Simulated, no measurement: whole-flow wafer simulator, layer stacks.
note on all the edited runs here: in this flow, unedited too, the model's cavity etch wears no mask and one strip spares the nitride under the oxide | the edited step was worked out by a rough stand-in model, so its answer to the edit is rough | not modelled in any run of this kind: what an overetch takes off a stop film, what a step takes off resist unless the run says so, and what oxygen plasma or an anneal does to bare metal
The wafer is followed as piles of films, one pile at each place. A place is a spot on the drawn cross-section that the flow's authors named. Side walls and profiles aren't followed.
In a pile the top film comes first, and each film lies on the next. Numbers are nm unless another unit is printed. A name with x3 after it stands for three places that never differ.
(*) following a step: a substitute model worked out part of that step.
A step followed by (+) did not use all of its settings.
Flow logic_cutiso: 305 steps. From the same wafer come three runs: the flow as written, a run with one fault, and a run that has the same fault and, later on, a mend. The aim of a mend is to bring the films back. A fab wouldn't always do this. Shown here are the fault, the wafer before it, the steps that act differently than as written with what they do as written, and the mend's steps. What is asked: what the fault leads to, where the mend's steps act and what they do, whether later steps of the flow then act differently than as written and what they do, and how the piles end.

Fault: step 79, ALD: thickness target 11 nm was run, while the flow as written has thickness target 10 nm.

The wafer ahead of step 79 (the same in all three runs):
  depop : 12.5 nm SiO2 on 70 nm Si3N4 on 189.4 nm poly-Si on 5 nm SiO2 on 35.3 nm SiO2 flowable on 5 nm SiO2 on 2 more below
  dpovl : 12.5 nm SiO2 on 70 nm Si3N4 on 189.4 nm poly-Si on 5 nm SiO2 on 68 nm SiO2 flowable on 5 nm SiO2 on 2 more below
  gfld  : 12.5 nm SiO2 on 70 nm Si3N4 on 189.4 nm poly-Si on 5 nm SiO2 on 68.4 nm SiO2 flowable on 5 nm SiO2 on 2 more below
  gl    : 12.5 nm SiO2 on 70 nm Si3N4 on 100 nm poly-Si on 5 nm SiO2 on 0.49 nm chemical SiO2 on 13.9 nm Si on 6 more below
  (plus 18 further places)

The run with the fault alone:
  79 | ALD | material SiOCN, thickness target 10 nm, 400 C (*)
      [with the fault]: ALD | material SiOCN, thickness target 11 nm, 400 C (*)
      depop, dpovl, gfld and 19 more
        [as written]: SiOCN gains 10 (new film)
        [with the fault]: SiOCN gains 11 (new film)
  Steps further on in the flow that do not act as written (48 other steps are not shown; they differ only slightly, by no more than 2% or 0.5 nm, whichever is larger):
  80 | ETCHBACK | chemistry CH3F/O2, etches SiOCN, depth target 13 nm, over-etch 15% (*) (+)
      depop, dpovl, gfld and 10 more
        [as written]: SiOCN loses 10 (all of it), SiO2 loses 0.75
        [with the fault]: SiOCN loses 11 (all of it), SiO2 loses 0.5
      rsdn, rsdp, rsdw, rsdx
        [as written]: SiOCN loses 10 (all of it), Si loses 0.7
        [with the fault]: SiOCN loses 11 (all of it), Si loses 0.47
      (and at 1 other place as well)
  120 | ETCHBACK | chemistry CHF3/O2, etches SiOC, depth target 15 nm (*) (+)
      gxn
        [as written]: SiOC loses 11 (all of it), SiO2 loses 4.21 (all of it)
        [with the fault]: SiOC loses 11.2 (all of it), SiO2 loses 3.78
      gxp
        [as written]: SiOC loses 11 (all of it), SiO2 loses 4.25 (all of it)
        [with the fault]: SiOC loses 11.2 (all of it), SiO2 loses 3.81
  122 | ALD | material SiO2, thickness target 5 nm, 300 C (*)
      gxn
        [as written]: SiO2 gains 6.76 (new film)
        [with the fault]: SiO2 gains 6.8
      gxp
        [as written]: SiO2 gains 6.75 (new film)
        [with the fault]: SiO2 gains 6.79
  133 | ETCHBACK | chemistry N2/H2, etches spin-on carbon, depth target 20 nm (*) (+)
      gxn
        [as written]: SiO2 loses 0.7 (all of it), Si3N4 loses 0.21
        [with the fault]: SiO2 loses 1.36 (all of it)
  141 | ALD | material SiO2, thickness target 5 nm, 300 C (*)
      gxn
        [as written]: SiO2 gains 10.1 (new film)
        [with the fault]: SiO2 gains 10.8 (new film)
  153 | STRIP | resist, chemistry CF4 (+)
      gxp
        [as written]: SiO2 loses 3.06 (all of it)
        [with the fault]: SiO2 loses 3.74 (all of it)
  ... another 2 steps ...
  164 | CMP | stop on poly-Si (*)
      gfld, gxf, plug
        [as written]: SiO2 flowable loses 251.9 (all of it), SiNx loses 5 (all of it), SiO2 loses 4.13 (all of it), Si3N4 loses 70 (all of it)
        [with the fault]: SiO2 flowable loses 257.1 (all of it), SiNx loses 5 (all of it), SiO2 loses 4.38 (all of it), Si3N4 loses 70 (all of it)
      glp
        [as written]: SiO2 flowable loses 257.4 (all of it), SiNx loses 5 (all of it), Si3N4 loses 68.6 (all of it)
        [with the fault]: SiO2 flowable loses 262.7 (all of it), SiNx loses 5 (all of it), Si3N4 loses 68.8 (all of it)
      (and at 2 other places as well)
  At the end the piles are close to the flow's at the places that both follow, differing by at most 2% or 0.5 nm, whichever is larger.

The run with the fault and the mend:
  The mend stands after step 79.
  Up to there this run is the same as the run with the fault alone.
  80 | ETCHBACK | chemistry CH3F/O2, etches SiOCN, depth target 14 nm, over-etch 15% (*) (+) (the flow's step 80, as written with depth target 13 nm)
      depop, dpovl, gfld and 10 more
        SiOCN loses 11 (all of it), SiO2 loses 0.75
      rsdn, rsdp, rsdw, rsdx
        SiOCN loses 11 (all of it), Si loses 0.7
      lnr, lnrp, lnrt
        SiOCN gains 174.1
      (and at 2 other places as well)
  Later steps of the flow that are run all act as written at every place that is followed, up to a difference of at most 2% or 0.5 nm, whichever is larger.
  At the end the piles are close to the flow's at the places that both follow, differing by at most 2% or 0.5 nm, whichever is larger.
